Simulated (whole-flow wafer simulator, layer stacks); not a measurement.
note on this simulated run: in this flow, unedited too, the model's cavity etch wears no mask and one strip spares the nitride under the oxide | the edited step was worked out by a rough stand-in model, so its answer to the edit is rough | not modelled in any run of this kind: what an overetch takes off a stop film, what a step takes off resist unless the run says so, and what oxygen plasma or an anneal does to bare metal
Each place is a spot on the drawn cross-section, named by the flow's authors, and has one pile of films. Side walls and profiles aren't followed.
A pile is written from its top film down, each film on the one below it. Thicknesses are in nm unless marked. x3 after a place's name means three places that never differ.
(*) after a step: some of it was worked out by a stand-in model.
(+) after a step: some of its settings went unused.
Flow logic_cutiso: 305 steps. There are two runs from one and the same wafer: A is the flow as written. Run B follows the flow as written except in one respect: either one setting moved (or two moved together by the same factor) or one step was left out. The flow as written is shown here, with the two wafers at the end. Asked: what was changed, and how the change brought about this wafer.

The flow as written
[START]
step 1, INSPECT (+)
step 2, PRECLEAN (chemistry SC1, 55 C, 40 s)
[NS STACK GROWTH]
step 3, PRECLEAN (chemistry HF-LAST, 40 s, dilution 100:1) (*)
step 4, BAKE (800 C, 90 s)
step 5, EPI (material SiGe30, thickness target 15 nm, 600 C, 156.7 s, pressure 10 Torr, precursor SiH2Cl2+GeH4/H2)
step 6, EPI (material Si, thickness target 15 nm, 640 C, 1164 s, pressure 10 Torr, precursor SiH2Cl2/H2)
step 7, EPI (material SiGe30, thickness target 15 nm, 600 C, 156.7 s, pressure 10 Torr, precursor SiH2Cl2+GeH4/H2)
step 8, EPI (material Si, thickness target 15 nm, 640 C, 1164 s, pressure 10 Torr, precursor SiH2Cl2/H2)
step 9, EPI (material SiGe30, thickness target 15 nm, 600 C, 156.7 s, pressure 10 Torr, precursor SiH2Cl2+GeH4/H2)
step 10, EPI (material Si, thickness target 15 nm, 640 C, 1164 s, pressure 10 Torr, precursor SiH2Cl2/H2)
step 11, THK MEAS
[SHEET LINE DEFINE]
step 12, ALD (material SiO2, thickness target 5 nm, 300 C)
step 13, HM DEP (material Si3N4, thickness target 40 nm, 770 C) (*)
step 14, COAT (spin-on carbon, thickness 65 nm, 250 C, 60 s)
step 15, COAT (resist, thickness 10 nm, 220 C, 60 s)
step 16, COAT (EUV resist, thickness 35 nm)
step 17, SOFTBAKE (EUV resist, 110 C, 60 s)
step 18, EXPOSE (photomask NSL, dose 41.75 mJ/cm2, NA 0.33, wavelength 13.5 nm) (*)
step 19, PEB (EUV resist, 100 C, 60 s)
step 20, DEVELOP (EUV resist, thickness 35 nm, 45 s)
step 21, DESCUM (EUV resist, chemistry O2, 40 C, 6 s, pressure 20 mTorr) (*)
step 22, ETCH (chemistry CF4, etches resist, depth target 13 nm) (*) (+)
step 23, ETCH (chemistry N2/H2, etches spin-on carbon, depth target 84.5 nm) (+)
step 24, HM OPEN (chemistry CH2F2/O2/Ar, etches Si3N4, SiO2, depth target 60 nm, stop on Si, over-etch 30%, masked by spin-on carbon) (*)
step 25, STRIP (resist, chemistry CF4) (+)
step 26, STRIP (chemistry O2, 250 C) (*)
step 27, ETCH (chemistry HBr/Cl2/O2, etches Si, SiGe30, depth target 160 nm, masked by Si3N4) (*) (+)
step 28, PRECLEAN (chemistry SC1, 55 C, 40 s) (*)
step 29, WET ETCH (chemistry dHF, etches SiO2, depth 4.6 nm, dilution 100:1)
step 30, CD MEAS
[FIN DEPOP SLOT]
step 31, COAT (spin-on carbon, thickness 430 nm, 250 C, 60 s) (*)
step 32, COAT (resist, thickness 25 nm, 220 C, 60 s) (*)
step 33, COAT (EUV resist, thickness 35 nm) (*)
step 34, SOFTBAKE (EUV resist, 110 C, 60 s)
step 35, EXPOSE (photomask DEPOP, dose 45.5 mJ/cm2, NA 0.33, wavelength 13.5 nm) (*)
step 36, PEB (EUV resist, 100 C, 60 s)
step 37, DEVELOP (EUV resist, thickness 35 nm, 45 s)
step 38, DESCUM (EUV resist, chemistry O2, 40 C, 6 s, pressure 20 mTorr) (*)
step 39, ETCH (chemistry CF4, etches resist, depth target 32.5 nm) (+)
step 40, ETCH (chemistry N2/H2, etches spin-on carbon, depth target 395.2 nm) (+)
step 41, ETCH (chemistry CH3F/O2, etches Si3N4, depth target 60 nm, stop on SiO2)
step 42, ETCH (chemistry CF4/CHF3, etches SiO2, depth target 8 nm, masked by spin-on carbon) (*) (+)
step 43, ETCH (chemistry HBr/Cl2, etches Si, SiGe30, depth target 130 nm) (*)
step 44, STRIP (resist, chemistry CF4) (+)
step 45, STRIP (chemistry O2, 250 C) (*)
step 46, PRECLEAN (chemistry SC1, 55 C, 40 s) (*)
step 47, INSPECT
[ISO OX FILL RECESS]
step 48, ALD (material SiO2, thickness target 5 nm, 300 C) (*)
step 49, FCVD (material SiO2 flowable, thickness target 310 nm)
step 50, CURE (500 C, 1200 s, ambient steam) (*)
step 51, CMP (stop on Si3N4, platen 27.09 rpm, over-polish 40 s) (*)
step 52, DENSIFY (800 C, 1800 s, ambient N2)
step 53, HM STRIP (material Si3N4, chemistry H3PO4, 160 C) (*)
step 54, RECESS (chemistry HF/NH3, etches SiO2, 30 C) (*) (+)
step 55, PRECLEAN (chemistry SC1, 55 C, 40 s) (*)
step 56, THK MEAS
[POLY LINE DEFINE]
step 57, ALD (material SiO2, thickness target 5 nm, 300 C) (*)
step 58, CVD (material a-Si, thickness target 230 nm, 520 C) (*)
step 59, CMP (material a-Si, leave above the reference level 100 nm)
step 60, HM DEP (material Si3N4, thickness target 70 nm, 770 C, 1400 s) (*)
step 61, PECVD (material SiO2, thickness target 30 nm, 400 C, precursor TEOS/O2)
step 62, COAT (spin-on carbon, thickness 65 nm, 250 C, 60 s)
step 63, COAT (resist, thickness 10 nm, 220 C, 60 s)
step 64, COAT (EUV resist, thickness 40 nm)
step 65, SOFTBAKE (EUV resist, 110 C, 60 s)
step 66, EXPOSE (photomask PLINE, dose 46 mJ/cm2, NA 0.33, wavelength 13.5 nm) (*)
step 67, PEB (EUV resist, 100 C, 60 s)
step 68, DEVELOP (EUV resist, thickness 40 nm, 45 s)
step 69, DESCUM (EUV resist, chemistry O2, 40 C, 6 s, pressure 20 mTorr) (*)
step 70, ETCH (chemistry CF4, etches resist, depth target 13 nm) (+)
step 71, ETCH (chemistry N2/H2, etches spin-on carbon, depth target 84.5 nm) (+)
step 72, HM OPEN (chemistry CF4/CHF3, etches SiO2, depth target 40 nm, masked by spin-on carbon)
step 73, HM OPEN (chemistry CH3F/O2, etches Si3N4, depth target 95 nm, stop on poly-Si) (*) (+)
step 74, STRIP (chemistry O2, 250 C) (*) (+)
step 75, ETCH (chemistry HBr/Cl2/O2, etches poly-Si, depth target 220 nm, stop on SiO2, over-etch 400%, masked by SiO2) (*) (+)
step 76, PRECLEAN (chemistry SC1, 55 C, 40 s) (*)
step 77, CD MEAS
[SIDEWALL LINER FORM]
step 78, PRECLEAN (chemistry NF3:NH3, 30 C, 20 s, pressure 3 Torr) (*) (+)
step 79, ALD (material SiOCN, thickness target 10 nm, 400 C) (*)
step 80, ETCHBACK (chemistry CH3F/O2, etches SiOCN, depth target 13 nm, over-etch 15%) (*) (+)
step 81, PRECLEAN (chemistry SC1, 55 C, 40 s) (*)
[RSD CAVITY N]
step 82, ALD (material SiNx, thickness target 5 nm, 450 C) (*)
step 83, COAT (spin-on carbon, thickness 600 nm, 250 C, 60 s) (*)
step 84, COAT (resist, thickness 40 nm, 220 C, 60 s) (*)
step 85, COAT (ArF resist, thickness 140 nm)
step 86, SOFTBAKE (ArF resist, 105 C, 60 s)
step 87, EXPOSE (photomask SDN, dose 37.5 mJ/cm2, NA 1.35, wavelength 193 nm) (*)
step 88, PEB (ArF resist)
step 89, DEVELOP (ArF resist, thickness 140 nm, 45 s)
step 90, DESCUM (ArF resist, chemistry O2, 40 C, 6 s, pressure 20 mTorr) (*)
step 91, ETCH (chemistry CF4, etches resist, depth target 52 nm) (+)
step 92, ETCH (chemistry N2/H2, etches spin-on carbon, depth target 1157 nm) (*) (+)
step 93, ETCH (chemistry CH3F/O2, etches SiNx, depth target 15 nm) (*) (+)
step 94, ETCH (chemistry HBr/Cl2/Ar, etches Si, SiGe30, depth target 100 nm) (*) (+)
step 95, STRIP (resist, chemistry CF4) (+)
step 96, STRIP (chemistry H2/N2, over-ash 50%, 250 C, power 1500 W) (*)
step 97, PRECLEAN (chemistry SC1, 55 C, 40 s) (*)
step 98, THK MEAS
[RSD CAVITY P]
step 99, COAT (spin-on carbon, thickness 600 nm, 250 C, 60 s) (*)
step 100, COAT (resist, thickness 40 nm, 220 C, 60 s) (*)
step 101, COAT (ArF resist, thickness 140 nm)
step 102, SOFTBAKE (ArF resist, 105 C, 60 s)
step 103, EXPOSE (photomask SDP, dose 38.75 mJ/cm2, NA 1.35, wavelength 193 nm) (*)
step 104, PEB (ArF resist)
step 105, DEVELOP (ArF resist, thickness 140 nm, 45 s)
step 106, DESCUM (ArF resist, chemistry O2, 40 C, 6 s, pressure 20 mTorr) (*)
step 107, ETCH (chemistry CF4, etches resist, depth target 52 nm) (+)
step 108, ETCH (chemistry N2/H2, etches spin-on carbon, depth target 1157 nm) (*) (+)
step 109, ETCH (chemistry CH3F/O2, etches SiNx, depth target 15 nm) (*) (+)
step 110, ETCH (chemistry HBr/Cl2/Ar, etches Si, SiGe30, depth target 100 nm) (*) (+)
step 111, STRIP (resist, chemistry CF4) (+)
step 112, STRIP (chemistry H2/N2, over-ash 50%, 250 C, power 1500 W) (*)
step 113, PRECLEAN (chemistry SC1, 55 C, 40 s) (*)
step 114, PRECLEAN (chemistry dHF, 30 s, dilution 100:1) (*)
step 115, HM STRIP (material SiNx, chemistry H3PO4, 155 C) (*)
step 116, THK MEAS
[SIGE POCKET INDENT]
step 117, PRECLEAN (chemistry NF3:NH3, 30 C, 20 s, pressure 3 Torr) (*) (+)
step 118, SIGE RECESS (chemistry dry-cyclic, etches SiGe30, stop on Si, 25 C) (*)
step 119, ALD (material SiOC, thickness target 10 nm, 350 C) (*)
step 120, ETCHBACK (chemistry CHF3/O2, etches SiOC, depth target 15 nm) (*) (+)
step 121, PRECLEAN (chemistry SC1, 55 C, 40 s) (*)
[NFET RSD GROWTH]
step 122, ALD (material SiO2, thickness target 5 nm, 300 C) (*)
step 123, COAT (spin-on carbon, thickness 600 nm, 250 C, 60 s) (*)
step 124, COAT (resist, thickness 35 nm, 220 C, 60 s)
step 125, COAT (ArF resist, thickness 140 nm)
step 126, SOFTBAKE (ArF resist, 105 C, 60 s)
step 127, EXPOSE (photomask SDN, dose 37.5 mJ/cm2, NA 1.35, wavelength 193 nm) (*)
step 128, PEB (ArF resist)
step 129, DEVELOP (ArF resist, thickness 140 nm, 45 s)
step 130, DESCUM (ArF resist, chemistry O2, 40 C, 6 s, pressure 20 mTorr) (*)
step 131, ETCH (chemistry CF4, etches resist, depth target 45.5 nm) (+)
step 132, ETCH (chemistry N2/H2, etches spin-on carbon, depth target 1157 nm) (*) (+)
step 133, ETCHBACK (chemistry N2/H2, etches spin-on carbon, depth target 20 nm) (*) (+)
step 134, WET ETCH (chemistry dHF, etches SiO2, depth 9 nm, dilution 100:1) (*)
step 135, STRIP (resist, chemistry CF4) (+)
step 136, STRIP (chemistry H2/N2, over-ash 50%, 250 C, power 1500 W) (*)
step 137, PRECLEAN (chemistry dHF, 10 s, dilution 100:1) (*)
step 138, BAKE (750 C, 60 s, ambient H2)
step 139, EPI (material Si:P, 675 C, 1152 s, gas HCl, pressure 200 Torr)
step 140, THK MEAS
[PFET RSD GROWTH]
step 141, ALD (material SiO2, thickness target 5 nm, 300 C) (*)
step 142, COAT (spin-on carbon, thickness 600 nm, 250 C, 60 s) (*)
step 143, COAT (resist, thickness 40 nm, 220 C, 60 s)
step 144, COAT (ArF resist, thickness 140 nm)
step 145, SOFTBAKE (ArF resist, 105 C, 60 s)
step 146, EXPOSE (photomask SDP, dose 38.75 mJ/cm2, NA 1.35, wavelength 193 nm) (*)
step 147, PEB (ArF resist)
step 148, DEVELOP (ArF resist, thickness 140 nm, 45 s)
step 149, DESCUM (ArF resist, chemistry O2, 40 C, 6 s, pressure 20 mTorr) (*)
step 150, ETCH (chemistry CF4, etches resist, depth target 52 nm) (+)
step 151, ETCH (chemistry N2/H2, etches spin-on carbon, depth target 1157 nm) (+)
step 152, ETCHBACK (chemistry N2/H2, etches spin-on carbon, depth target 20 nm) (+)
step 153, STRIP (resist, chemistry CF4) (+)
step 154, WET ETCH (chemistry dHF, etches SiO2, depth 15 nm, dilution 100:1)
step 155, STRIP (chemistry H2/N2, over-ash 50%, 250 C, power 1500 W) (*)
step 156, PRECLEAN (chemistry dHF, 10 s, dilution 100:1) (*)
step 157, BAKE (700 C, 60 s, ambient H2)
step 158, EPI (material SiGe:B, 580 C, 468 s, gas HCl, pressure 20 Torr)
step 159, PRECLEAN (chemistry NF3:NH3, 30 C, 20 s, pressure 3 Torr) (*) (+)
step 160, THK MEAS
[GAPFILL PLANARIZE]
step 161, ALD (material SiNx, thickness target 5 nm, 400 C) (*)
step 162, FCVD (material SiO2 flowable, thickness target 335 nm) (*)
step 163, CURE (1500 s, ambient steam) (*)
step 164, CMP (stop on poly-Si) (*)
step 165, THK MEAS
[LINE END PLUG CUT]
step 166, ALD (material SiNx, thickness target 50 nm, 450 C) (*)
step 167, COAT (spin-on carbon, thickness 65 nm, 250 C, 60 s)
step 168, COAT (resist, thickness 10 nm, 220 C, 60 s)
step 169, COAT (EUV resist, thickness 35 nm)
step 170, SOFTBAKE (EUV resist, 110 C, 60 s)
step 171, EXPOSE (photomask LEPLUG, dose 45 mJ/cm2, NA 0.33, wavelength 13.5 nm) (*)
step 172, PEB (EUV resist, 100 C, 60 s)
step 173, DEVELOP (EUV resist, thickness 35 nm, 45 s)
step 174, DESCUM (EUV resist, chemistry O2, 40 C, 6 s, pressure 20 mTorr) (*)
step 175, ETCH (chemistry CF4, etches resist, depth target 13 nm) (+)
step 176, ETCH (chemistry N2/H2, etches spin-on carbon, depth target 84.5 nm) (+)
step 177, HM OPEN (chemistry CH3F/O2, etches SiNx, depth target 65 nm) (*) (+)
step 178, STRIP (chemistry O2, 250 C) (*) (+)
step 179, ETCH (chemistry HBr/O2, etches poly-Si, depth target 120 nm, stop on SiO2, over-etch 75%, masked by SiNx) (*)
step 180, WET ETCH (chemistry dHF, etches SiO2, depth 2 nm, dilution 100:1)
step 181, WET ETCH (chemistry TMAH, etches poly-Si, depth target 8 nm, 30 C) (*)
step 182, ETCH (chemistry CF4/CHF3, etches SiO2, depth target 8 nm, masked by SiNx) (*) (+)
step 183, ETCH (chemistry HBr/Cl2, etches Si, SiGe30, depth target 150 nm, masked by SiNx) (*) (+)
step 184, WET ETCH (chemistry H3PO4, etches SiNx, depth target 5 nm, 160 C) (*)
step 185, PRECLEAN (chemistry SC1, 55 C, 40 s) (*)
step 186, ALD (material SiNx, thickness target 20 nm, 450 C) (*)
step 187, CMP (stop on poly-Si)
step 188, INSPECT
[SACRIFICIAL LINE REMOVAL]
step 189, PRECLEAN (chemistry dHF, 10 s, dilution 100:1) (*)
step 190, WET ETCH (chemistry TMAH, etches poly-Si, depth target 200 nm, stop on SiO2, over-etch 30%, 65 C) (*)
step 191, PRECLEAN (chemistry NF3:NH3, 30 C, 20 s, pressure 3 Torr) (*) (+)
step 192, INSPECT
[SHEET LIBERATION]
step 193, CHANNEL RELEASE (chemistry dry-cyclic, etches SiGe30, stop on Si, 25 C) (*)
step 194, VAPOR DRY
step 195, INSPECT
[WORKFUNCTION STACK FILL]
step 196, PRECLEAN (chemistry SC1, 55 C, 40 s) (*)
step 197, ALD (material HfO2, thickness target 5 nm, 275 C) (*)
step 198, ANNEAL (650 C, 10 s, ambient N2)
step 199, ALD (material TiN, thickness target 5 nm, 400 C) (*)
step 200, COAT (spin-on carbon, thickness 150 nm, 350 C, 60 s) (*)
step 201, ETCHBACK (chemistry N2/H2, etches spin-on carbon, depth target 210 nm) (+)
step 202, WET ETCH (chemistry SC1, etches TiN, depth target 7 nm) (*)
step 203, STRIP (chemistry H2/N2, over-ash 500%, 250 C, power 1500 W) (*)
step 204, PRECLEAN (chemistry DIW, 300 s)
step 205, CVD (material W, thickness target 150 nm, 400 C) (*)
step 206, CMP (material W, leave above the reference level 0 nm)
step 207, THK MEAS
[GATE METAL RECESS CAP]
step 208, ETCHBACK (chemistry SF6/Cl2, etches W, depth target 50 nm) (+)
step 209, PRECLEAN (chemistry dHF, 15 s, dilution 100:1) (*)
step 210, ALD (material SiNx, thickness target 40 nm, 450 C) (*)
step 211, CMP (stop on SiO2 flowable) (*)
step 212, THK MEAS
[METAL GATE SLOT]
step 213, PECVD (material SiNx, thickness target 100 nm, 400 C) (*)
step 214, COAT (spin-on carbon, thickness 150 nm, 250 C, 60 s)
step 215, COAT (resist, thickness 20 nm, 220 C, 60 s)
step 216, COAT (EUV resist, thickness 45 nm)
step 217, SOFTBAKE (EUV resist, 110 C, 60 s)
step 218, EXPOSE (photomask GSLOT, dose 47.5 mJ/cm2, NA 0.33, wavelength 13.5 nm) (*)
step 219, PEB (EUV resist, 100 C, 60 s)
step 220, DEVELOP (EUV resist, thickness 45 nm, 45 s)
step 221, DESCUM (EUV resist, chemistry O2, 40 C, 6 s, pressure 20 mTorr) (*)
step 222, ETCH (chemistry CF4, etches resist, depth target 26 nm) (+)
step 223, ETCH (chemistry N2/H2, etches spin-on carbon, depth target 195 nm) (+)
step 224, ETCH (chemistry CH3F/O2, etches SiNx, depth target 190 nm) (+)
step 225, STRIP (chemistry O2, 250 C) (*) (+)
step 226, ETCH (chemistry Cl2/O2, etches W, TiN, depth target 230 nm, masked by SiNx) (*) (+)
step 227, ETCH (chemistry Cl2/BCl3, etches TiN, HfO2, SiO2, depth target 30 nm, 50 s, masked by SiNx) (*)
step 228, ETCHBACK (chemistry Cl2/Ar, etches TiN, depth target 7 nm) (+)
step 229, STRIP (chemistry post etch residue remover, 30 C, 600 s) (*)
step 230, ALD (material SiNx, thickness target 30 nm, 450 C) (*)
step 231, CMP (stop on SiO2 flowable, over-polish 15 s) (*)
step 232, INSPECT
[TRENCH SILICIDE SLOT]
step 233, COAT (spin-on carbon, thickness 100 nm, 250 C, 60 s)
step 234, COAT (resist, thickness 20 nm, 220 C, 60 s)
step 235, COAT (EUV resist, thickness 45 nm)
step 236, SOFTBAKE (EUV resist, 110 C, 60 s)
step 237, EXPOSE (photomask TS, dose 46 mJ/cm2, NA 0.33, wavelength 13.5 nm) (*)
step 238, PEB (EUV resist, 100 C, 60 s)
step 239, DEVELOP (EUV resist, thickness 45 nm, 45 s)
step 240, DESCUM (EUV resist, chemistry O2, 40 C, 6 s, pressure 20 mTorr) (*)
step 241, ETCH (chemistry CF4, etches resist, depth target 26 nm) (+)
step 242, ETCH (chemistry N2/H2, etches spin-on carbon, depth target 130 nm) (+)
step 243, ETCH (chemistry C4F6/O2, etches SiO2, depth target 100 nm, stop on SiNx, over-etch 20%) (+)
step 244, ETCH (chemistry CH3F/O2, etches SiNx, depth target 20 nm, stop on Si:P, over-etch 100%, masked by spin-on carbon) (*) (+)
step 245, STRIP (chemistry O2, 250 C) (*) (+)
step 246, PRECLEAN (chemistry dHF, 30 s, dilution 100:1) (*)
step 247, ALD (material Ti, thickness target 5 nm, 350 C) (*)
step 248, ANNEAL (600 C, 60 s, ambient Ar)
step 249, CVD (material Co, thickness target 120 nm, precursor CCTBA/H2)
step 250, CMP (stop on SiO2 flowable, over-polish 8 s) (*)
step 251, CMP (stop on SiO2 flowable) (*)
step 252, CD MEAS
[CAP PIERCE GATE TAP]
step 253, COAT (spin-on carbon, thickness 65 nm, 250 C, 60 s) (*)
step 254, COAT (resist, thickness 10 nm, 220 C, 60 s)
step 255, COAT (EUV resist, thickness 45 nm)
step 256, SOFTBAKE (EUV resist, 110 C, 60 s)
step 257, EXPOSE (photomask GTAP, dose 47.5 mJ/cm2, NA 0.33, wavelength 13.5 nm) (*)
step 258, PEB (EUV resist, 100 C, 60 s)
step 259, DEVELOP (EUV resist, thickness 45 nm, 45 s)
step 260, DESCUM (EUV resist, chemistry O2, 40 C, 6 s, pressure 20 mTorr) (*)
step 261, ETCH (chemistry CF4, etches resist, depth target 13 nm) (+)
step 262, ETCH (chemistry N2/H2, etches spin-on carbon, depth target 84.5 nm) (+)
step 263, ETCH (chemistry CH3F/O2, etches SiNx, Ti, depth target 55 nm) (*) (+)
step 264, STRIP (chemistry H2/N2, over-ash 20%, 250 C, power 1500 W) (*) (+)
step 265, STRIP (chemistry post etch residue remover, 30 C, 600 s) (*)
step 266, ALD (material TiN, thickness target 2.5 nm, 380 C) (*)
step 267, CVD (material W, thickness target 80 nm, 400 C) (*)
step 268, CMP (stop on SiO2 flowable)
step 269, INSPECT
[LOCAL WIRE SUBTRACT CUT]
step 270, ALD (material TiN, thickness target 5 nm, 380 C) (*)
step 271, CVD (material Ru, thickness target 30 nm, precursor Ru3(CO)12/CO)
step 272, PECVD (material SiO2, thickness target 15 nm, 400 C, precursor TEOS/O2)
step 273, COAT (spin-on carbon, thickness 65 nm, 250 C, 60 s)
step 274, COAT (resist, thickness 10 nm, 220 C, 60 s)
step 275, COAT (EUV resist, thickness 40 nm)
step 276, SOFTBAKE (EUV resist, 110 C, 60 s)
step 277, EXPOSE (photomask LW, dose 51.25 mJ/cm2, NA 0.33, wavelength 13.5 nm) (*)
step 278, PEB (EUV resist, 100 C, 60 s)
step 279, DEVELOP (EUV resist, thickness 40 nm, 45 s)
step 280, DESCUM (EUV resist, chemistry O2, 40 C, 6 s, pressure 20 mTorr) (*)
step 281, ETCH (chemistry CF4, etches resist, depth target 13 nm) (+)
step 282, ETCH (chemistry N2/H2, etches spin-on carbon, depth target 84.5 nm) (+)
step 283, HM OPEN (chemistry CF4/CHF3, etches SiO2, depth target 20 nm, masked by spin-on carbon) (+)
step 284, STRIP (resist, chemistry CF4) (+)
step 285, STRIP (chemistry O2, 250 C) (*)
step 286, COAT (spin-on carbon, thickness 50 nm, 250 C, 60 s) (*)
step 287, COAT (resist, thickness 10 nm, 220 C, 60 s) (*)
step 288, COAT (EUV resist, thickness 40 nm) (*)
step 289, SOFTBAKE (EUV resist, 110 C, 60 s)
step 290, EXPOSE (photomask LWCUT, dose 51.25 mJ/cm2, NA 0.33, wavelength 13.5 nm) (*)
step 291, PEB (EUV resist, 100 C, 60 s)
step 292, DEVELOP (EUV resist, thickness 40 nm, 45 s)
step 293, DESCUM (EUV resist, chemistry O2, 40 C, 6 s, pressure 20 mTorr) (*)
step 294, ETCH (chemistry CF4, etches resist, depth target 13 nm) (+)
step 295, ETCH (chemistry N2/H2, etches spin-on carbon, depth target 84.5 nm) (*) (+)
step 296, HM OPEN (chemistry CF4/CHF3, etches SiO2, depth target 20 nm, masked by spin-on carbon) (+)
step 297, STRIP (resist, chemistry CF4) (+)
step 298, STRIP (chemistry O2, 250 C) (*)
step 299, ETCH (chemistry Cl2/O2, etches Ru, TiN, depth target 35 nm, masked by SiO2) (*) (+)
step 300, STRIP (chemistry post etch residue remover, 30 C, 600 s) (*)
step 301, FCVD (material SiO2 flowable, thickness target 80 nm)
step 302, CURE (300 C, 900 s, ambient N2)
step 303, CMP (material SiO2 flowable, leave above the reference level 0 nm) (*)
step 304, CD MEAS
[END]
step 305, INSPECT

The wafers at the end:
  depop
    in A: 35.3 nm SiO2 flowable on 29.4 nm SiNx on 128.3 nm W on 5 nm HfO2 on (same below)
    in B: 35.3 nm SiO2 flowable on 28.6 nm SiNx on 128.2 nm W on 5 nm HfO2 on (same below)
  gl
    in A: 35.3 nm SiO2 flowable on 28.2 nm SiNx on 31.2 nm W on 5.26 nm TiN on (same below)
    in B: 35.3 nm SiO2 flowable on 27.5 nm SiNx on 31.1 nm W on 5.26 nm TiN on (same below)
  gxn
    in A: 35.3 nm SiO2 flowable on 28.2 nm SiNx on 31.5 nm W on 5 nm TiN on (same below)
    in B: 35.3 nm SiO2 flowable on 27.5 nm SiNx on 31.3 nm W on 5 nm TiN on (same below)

The reason: step 162, FCVD: thickness target 402 nm was run, whereas the flow has thickness target 335 nm.

Step by step, how the change led to this:
  step 162, FCVD (material SiO2 flowable, thickness target 335 nm) (*)
      depop, dpovl, isow, ns, nsgap: A +335 SiO2 flowable (new film) | B +402 SiO2 flowable (new film)
      rsdn, rsdp, rsdw, rsdx: A +423.9 SiO2 flowable (new film) | B +490.9 SiO2 flowable (new film)
      (and at 13 other places as well)
  step 163, CURE (1500 s, ambient steam) (*)
      depop, dpovl, isow, ns, nsgap: A -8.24 SiO2 flowable | B -9.41 SiO2 flowable
      gfld, iso, lnri: A -7.46 SiO2 flowable | B -8.69 SiO2 flowable
      (and at 14 other places as well)
  step 164, CMP (stop on poly-Si) (*)
      depop, dpovl, isow, ns, nsgap: A -326.8 SiO2 flowable (all of it), -5 SiNx (all of it), -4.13 SiO2 (all of it), -70 Si3N4 (all of it) | B -392.6 SiO2 flowable (all of it), -5 SiNx (all of it), -4.13 SiO2 (all of it), -70 Si3N4 (all of it)
      gfld, gxf, plug: A -251.9 SiO2 flowable (all of it), -5 SiNx (all of it), -4.13 SiO2 (all of it), -70 Si3N4 (all of it) | B -317.6 SiO2 flowable (all of it), -5 SiNx (all of it), -4.13 SiO2 (all of it), -70 Si3N4 (all of it)
      (and at 14 other places as well)
  step 246, PRECLEAN (chemistry dHF, 30 s, dilution 100:1) (*)
      iso: A -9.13 SiO2 flowable | B -9.67 SiO2 flowable
  step 250, CMP (stop on SiO2 flowable, over-polish 8 s) (*)
      rsdx: A -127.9 Co (all of it) | B -127.1 Co
  step 251, CMP (stop on SiO2 flowable) (*)
      rsdx: A -5 Ti (all of it) | B -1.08 Co (all of it), -4.53 Ti
      iso: A -1.22 Co (all of it), -4.34 Ti | B -1.75 Co (all of it), -3.86 Ti
  step 268, CMP (stop on SiO2 flowable)
      depop, dpovl, gfld and 9 more: A -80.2 W (all of it), -2.5 TiN (all of it), -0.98 SiNx | B -80.2 W (all of it), -2.5 TiN (all of it), -1.51 SiNx
      lnr, lnri, lnrp, lnrt: A -80 W (all of it), -2.5 TiN (all of it), -1.22 SiOCN | B -80 W (all of it), -2.5 TiN (all of it), -1.75 SiOCN
      (and at 3 other places as well)
